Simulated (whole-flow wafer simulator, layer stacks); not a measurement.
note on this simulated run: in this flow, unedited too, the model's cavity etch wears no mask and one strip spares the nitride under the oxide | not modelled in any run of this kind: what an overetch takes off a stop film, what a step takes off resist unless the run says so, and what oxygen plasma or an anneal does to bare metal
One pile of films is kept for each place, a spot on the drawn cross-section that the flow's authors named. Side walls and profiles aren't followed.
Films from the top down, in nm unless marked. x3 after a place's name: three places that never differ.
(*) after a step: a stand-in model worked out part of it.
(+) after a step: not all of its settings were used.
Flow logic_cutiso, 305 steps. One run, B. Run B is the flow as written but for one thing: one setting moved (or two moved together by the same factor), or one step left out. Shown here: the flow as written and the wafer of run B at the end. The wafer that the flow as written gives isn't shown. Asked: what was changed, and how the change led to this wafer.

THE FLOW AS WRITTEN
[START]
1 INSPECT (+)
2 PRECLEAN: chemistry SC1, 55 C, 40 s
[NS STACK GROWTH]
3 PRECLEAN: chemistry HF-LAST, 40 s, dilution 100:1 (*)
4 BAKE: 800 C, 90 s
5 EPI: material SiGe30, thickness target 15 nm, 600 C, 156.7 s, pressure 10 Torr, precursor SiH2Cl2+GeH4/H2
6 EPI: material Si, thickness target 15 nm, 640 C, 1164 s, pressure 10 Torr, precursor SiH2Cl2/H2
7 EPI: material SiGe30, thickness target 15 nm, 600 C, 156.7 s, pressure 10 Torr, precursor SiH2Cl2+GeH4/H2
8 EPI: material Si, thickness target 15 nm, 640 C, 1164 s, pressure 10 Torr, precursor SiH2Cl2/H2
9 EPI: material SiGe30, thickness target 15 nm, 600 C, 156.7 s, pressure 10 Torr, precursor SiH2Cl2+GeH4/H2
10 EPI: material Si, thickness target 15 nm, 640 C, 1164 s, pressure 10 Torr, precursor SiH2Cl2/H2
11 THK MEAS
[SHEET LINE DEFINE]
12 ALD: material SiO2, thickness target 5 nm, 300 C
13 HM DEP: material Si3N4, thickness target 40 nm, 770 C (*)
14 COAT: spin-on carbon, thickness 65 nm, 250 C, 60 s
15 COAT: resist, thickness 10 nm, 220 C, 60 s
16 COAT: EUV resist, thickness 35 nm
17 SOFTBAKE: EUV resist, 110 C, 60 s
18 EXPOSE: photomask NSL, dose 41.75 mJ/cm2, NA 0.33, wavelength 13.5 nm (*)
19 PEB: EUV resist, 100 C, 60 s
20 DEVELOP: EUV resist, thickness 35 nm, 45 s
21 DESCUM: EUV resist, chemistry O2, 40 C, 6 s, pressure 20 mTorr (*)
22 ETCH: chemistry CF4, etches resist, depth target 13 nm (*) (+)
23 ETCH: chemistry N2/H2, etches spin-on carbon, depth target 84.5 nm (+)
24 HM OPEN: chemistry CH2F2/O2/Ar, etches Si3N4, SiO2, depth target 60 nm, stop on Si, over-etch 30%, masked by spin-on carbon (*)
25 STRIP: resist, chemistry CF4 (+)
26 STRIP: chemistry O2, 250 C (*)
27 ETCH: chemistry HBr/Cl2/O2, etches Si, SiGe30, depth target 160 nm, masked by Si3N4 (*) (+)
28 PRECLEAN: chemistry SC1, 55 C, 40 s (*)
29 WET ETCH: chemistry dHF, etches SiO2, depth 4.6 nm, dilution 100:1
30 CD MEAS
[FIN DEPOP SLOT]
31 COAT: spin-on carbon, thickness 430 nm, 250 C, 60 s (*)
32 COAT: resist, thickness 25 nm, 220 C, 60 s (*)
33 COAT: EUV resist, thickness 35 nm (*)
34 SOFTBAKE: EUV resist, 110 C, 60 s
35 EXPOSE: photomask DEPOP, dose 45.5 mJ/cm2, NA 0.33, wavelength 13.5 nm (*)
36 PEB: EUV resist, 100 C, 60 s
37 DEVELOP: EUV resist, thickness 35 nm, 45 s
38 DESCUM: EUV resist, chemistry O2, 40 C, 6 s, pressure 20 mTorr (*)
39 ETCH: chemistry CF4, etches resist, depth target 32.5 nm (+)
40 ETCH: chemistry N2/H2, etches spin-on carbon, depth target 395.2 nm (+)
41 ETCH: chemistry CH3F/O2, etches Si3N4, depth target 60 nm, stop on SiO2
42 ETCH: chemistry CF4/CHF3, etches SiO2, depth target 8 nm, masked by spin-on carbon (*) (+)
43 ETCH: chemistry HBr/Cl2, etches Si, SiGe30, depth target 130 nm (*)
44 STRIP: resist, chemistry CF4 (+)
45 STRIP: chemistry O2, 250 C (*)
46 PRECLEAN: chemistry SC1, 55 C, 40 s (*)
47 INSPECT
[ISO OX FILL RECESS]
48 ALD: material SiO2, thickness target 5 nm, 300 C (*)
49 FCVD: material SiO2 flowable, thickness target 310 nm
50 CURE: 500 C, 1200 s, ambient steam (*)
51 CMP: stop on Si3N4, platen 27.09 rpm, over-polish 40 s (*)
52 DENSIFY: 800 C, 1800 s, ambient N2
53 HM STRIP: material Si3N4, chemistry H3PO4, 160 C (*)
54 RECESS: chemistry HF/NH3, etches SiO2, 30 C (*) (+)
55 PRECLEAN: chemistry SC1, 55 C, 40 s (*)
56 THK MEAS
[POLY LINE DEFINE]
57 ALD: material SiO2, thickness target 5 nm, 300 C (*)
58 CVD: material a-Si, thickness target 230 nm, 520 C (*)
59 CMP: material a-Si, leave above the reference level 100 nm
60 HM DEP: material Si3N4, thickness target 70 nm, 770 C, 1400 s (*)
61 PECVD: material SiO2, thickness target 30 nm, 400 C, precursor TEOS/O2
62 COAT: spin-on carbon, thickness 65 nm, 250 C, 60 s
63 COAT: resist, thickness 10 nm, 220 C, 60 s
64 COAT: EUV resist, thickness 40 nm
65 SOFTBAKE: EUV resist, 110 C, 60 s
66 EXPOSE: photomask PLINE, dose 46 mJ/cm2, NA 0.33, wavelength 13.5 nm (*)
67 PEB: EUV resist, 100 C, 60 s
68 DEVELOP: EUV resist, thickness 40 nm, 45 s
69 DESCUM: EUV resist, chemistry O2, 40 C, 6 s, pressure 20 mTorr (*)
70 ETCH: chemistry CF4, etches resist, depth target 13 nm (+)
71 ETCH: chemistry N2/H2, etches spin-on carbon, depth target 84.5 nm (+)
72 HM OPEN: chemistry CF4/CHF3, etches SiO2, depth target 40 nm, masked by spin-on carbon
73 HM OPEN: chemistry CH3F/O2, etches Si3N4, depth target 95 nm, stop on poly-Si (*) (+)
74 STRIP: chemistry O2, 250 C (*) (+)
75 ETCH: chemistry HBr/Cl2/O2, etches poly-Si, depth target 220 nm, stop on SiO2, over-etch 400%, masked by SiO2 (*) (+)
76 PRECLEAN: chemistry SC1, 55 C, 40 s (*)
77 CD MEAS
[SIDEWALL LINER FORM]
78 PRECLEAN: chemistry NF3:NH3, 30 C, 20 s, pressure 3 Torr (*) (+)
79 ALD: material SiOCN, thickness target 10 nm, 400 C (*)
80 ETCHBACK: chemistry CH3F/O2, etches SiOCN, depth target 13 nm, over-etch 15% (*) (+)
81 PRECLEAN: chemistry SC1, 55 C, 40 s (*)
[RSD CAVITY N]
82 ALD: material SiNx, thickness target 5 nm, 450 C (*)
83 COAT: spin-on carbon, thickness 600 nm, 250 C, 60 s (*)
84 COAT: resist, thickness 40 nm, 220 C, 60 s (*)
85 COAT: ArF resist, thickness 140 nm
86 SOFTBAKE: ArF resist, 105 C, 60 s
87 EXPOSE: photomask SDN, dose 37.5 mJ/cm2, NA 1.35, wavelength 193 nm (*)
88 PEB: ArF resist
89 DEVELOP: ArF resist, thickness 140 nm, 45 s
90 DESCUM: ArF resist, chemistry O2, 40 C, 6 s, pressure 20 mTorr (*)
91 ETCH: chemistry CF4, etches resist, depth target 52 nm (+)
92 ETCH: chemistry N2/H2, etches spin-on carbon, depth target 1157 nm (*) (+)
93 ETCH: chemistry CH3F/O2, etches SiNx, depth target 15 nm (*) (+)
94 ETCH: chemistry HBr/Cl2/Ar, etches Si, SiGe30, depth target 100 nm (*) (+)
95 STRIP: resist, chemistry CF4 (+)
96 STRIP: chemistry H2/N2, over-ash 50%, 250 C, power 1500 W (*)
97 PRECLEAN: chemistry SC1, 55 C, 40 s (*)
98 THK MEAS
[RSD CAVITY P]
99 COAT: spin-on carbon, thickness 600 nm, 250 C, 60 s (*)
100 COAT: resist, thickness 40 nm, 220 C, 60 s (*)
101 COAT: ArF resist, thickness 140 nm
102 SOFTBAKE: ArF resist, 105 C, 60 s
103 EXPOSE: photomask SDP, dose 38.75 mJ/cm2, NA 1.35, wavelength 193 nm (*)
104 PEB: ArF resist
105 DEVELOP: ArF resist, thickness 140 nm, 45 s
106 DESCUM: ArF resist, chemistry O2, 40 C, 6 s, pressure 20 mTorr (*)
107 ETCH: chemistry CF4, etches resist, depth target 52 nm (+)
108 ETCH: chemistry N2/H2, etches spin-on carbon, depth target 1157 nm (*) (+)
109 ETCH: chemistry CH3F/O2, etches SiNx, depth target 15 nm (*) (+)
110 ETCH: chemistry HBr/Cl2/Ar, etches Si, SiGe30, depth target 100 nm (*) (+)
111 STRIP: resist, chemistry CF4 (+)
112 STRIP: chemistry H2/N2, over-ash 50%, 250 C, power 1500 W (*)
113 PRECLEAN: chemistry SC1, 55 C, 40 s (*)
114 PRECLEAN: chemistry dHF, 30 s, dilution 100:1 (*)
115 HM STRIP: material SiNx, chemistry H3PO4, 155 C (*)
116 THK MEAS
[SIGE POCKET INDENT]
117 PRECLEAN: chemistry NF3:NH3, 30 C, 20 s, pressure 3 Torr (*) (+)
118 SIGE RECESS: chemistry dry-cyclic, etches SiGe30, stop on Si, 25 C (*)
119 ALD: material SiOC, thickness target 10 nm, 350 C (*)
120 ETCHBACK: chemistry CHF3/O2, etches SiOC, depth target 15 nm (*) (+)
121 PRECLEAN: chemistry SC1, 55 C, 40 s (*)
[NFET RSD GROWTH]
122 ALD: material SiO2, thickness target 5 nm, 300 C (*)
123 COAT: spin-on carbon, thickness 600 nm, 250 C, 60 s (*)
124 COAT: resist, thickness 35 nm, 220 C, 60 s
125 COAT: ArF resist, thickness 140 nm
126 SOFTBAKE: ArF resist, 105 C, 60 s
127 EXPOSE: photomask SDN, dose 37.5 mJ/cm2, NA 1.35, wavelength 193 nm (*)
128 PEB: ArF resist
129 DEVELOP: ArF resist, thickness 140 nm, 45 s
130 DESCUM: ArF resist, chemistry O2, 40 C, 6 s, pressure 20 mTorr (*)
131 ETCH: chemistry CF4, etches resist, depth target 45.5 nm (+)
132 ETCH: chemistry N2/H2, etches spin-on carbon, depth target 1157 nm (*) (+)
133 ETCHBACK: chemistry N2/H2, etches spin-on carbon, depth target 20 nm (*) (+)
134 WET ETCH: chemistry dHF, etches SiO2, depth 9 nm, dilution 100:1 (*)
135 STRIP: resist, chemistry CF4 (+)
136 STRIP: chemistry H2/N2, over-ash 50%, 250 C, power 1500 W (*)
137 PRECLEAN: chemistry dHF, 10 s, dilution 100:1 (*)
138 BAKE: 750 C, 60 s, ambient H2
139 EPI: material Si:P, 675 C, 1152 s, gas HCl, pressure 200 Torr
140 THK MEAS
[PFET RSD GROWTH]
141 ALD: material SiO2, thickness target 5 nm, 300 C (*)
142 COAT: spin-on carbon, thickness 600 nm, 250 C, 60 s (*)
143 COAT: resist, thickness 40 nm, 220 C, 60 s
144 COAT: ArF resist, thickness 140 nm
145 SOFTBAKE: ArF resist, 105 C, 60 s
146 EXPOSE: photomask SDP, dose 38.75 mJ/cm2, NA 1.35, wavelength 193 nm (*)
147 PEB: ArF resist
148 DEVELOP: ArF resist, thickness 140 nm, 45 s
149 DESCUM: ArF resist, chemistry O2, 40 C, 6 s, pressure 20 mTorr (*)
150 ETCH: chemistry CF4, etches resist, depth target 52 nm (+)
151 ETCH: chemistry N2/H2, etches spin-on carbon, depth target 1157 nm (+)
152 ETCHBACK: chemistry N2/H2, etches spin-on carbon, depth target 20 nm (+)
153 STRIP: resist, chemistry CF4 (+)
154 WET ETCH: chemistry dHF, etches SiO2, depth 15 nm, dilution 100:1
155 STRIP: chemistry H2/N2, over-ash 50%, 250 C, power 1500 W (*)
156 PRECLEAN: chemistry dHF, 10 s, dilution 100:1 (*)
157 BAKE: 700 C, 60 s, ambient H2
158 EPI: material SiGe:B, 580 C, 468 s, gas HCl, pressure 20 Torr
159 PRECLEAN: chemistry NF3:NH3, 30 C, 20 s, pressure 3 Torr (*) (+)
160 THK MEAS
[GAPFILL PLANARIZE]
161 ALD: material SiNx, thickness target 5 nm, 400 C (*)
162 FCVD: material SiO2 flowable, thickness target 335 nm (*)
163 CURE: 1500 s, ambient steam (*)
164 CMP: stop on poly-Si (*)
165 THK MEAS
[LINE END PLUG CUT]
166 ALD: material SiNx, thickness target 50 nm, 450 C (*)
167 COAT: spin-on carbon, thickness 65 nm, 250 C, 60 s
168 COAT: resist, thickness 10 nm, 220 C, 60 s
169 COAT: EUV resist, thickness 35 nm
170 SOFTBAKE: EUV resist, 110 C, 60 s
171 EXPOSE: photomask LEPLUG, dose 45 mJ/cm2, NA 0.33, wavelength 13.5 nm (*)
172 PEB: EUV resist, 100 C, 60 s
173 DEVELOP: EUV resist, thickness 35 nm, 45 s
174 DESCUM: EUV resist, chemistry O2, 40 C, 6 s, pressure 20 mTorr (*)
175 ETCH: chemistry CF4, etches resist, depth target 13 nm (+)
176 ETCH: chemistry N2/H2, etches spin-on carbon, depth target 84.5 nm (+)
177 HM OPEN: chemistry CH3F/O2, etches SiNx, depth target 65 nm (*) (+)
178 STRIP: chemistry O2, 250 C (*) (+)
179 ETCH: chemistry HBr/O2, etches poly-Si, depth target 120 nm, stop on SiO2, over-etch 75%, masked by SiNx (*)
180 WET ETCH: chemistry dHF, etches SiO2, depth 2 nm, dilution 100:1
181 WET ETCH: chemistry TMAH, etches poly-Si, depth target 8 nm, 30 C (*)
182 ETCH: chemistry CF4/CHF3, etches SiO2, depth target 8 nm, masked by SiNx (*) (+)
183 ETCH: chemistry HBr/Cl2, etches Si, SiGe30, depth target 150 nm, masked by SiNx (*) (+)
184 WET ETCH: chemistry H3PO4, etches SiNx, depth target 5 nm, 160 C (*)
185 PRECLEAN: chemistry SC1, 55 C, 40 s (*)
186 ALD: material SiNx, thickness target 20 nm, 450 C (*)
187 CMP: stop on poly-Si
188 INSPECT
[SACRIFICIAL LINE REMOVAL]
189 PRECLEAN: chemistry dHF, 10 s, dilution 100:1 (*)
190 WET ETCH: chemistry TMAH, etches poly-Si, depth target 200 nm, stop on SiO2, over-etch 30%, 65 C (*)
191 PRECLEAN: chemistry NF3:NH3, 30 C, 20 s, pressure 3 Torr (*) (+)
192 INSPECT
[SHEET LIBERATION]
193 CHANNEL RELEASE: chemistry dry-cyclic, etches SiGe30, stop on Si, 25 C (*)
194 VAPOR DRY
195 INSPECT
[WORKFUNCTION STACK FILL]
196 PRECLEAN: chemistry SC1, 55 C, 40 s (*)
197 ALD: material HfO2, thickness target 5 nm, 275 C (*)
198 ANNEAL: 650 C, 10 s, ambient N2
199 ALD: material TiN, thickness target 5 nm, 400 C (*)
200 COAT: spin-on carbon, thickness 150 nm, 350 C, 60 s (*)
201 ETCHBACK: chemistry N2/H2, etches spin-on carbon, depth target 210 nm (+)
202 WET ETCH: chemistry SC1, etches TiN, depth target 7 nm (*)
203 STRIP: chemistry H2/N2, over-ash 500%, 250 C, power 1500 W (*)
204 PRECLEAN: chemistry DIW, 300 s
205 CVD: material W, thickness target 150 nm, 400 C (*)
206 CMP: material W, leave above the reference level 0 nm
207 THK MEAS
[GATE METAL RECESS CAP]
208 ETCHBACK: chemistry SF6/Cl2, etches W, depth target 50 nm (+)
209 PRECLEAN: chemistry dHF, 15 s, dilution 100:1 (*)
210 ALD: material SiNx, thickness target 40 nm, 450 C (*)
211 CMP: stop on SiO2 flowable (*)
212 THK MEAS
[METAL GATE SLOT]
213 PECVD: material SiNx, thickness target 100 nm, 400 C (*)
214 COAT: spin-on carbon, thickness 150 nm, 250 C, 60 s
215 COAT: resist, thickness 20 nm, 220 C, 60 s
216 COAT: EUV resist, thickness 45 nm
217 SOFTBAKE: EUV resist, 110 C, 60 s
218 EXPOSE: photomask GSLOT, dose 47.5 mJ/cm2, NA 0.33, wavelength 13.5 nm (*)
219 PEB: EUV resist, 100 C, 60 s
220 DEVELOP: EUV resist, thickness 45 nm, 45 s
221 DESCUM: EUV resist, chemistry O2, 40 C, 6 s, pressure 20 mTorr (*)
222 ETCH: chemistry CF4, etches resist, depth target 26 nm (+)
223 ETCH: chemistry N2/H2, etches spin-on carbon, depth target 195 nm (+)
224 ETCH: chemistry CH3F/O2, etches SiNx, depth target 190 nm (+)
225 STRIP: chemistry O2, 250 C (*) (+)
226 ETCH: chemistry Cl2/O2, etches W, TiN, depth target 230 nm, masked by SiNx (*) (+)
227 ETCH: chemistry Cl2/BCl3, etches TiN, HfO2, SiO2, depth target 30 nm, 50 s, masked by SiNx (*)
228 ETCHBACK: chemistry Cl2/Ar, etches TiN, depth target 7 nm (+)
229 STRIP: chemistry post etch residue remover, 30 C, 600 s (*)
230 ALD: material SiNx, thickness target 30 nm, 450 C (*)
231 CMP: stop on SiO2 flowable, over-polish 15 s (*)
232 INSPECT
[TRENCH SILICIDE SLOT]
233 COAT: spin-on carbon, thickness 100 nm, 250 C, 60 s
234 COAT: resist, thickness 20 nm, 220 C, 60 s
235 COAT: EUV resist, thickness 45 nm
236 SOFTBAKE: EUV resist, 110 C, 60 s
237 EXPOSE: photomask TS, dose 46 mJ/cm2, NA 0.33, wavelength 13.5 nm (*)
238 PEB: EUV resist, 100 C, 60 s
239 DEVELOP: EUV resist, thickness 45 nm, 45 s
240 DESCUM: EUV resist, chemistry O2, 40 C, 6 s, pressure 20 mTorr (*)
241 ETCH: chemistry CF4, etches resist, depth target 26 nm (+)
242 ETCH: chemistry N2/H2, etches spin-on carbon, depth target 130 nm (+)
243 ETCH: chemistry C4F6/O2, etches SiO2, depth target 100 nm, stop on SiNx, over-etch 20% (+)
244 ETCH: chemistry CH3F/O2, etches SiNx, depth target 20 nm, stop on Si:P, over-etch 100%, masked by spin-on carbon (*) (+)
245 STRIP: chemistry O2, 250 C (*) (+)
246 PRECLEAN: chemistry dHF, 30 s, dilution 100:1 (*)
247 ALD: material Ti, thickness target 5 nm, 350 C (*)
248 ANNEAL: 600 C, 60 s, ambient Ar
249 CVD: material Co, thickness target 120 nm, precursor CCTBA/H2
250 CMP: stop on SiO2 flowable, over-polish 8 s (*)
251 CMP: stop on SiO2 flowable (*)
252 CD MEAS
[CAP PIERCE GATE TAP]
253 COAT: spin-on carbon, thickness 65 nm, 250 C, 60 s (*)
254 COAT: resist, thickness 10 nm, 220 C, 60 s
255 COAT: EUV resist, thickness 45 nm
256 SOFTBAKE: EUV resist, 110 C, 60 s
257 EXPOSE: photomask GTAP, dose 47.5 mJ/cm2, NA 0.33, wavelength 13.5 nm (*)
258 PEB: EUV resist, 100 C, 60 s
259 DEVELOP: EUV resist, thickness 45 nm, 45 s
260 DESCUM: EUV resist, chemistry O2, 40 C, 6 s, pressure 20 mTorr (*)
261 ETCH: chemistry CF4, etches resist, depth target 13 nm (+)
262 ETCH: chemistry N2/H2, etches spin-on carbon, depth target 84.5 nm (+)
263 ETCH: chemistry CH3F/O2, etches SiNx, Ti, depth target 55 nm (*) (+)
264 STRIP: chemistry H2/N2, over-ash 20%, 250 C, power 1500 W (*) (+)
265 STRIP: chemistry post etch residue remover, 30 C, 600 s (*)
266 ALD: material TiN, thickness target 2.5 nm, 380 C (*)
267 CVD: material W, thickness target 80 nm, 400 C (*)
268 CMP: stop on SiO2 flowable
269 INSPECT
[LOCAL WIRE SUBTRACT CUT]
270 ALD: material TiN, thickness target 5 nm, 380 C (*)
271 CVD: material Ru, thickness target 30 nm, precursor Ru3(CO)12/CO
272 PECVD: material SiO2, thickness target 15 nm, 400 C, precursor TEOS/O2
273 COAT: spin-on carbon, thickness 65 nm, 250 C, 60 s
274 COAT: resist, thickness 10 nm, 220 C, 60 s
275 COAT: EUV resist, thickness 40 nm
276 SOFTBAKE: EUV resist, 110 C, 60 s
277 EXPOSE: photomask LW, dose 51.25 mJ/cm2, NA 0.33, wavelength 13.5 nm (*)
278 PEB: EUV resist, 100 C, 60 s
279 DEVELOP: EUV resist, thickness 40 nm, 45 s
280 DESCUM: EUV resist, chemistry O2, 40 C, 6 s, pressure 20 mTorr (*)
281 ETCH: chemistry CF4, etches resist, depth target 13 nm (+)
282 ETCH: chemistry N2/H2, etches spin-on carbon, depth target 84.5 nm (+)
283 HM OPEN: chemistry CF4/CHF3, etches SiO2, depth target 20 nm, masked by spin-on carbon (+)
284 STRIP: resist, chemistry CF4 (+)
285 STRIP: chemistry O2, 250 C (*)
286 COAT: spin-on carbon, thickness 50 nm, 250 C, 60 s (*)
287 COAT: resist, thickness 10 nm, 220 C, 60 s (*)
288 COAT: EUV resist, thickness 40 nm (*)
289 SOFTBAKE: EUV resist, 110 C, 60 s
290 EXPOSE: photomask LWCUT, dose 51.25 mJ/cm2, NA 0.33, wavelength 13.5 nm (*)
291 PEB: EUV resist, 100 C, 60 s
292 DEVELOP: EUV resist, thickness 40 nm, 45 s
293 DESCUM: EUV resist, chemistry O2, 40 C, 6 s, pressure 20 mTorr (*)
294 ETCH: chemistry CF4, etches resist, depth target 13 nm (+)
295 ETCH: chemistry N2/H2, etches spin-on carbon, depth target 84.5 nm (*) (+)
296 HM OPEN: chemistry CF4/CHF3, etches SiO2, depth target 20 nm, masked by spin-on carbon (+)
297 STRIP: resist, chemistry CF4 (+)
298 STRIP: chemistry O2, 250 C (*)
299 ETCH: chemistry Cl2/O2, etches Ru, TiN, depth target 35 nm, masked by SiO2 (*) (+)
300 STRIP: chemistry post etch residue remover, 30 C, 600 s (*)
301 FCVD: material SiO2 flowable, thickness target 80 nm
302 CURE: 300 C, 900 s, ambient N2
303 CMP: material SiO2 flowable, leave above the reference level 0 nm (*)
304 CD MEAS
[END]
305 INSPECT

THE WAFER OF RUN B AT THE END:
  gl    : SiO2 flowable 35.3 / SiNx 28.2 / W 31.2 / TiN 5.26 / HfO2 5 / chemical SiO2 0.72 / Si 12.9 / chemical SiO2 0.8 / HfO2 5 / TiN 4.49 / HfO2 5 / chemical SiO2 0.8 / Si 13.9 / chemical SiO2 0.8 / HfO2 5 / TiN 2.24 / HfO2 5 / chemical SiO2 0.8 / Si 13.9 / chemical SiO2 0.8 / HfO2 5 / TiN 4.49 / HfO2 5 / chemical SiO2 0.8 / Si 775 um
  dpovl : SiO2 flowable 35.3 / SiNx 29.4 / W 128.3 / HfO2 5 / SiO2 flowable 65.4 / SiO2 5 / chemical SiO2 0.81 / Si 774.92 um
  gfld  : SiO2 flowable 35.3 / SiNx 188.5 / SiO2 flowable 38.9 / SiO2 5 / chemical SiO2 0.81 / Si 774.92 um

The cause: step 7, EPI: thickness target 12.8 nm was run, where the flow has thickness target 15 nm; step 7, EPI: 133.2 s was run, where the flow has 156.7 s.

How the change led to this, step by step:
  7 EPI: material SiGe30, thickness target 15 nm, 600 C, 156.7 s, pressure 10 Torr, precursor SiH2Cl2+GeH4/H2
      depop, dpovl, gfld and 19 more: SiGe30 +12.8 (new film) (as written it would be: SiGe30 +15 (new film))
  27 ETCH: chemistry HBr/Cl2/O2, etches Si, SiGe30, depth target 160 nm, masked by Si3N4 (*) (+)
      gfld, gxf, iso, lnri: chemical SiO2 -0.79 (all of it), Si -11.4 (all of it), SiGe30 -15 (all of it), Si -15 (all of it), SiGe30 -12.8 (all of it), Si -15 (all of it), SiGe30 -15 (all of it), Si -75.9 (as written it would be: chemical SiO2 -0.79 (all of it), Si -11.4 (all of it), SiGe30 -15 (all of it), Si -15 (all of it), SiGe30 -15 (all of it), Si -15 (all of it), SiGe30 -15 (all of it), Si -73.6)
      dpovl, nsgap: chemical SiO2 -0.79 (all of it), Si -11.8 (all of it), SiGe30 -15 (all of it), Si -15 (all of it), SiGe30 -12.8 (all of it), Si -15 (all of it), SiGe30 -15 (all of it), Si -75.5 (as written it would be: chemical SiO2 -0.79 (all of it), Si -11.8 (all of it), SiGe30 -15 (all of it), Si -15 (all of it), SiGe30 -15 (all of it), Si -15 (all of it), SiGe30 -15 (all of it), Si -73.2)
      (and at 1 more place)
  43 ETCH: chemistry HBr/Cl2, etches Si, SiGe30, depth target 130 nm (*)
      depop: Si -14 (all of it), SiGe30 -15 (all of it), Si -15 (all of it), SiGe30 -12.8 (all of it), Si -15 (all of it), SiGe30 -15 (all of it), Si -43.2 (as written it would be: Si -14 (all of it), SiGe30 -15 (all of it), Si -15 (all of it), SiGe30 -15 (all of it), Si -15 (all of it), SiGe30 -15 (all of it), Si -41)
  94 ETCH: chemistry HBr/Cl2/Ar, etches Si, SiGe30, depth target 100 nm (*) (+)
      rsdn, rsdx: chemical SiO2 -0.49 (all of it), Si -12.8 (all of it), SiGe30 -15 (all of it), Si -15 (all of it), SiGe30 -12.8 (all of it), Si -15 (all of it), SiGe30 -15 (all of it), Si -14.4 (as written it would be: chemical SiO2 -0.49 (all of it), Si -12.8 (all of it), SiGe30 -15 (all of it), Si -15 (all of it), SiGe30 -15 (all of it), Si -15 (all of it), SiGe30 -15 (all of it), Si -12.2)
  110 ETCH: chemistry HBr/Cl2/Ar, etches Si, SiGe30, depth target 100 nm (*) (+)
      rsdp, rsdw: chemical SiO2 -0.49 (all of it), Si -12.8 (all of it), SiGe30 -15 (all of it), Si -15 (all of it), SiGe30 -12.8 (all of it), Si -15 (all of it), SiGe30 -15 (all of it), Si -14.4 (as written it would be: chemical SiO2 -0.49 (all of it), Si -12.8 (all of it), SiGe30 -15 (all of it), Si -15 (all of it), SiGe30 -15 (all of it), Si -15 (all of it), SiGe30 -15 (all of it), Si -12.2)
  118 SIGE RECESS: chemistry dry-cyclic, etches SiGe30, stop on Si, 25 C (*)
      lnr, lnrp, lnrt: SiOCN -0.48, Si -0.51, cavity +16 (new film), SiGe30 -15 (all of it), Si -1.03, cavity +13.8 (new film), SiGe30 -12.8 (all of it), Si -1.03, cavity +16 (new film), SiGe30 -15 (all of it), Si -0.51 (as written it would be: SiOCN -0.48, Si -0.51, cavity +16 (new film), SiGe30 -15 (all of it), Si -1.03, cavity +16 (new film), SiGe30 -15 (all of it), Si -1.03, cavity +16 (new film), SiGe30 -15 (all of it), Si -0.51)
  119 ALD: material SiOC, thickness target 10 nm, 350 C (*)
      lnr, lnrp, lnrt: SiOC +10 (new film), SiOC +16 (new film), cavity -16 (all of it), SiOC +13.8 (new film), cavity -13.8 (all of it), SiOC +16 (new film), cavity -16 (all of it) (as written it would be: SiOC +10 (new film), SiOC +16 (new film), cavity -16 (all of it), SiOC +16 (new film), cavity -16 (all of it), SiOC +16 (new film), cavity -16 (all of it))
  183 ETCH: chemistry HBr/Cl2, etches Si, SiGe30, depth target 150 nm, masked by SiNx (*) (+)
      plug: Si -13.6 (all of it), SiGe30 -15 (all of it), Si -15 (all of it), SiGe30 -12.8 (all of it), Si -15 (all of it), SiGe30 -15 (all of it), Si -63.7 (as written it would be: Si -13.6 (all of it), SiGe30 -15 (all of it), Si -15 (all of it), SiGe30 -15 (all of it), Si -15 (all of it), SiGe30 -15 (all of it), Si -61.4)
  193 CHANNEL RELEASE: chemistry dry-cyclic, etches SiGe30, stop on Si, 25 C (*)
      gl, glp, gxn, gxp, ns, tap: chemical SiO2 +0.8 (new film), Si -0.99, chemical SiO2 +0.8 (new film), cavity +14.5 (new film), chemical SiO2 +0.8 (new film), SiGe30 -15 (all of it), Si -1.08, chemical SiO2 +0.8 (new film), cavity +12.2 (new film), chemical SiO2 +0.8 (new film), SiGe30 -12.8 (all of it), Si -1.08, chemical SiO2 +0.8 (new film), cavity +14.5 (new film), chemical SiO2 +0.8 (new film), SiGe30 -15 (all of it), Si -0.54 (as written it would be: chemical SiO2 +0.8 (new film), Si -0.99, chemical SiO2 +0.8 (new film), cavity +14.5 (new film), chemical SiO2 +0.8 (new film), SiGe30 -15 (all of it), Si -1.08, chemical SiO2 +0.8 (new film), cavity +14.5 (new film), chemical SiO2 +0.8 (new film), SiGe30 -15 (all of it), Si -1.08, chemical SiO2 +0.8 (new film), cavity +14.5 (new film), chemical SiO2 +0.8 (new film), SiGe30 -15 (all of it), Si -0.54)
  199 ALD: material TiN, thickness target 5 nm, 400 C (*)
      gl, glp, tap: TiN +5.26 (new film), TiN +4.49 (new film), cavity -4.49 (all of it), TiN +2.24 (new film), cavity -2.24 (all of it), TiN +4.49 (new film), cavity -4.49 (all of it) (as written it would be: TiN +5.26 (new film), TiN +4.49 (new film), cavity -4.49 (all of it), TiN +4.49 (new film), cavity -4.49 (all of it), TiN +4.49 (new film), cavity -4.49 (all of it))
      gxn, gxp, ns: TiN +5 (new film), TiN +4.49 (new film), cavity -4.49 (all of it), TiN +2.24 (new film), cavity -2.24 (all of it), TiN +4.49 (new film), cavity -4.49 (all of it) (as written it would be: TiN +5 (new film), TiN +4.49 (new film), cavity -4.49 (all of it), TiN +4.49 (new film), cavity -4.49 (all of it), TiN +4.49 (new film), cavity -4.49 (all of it))
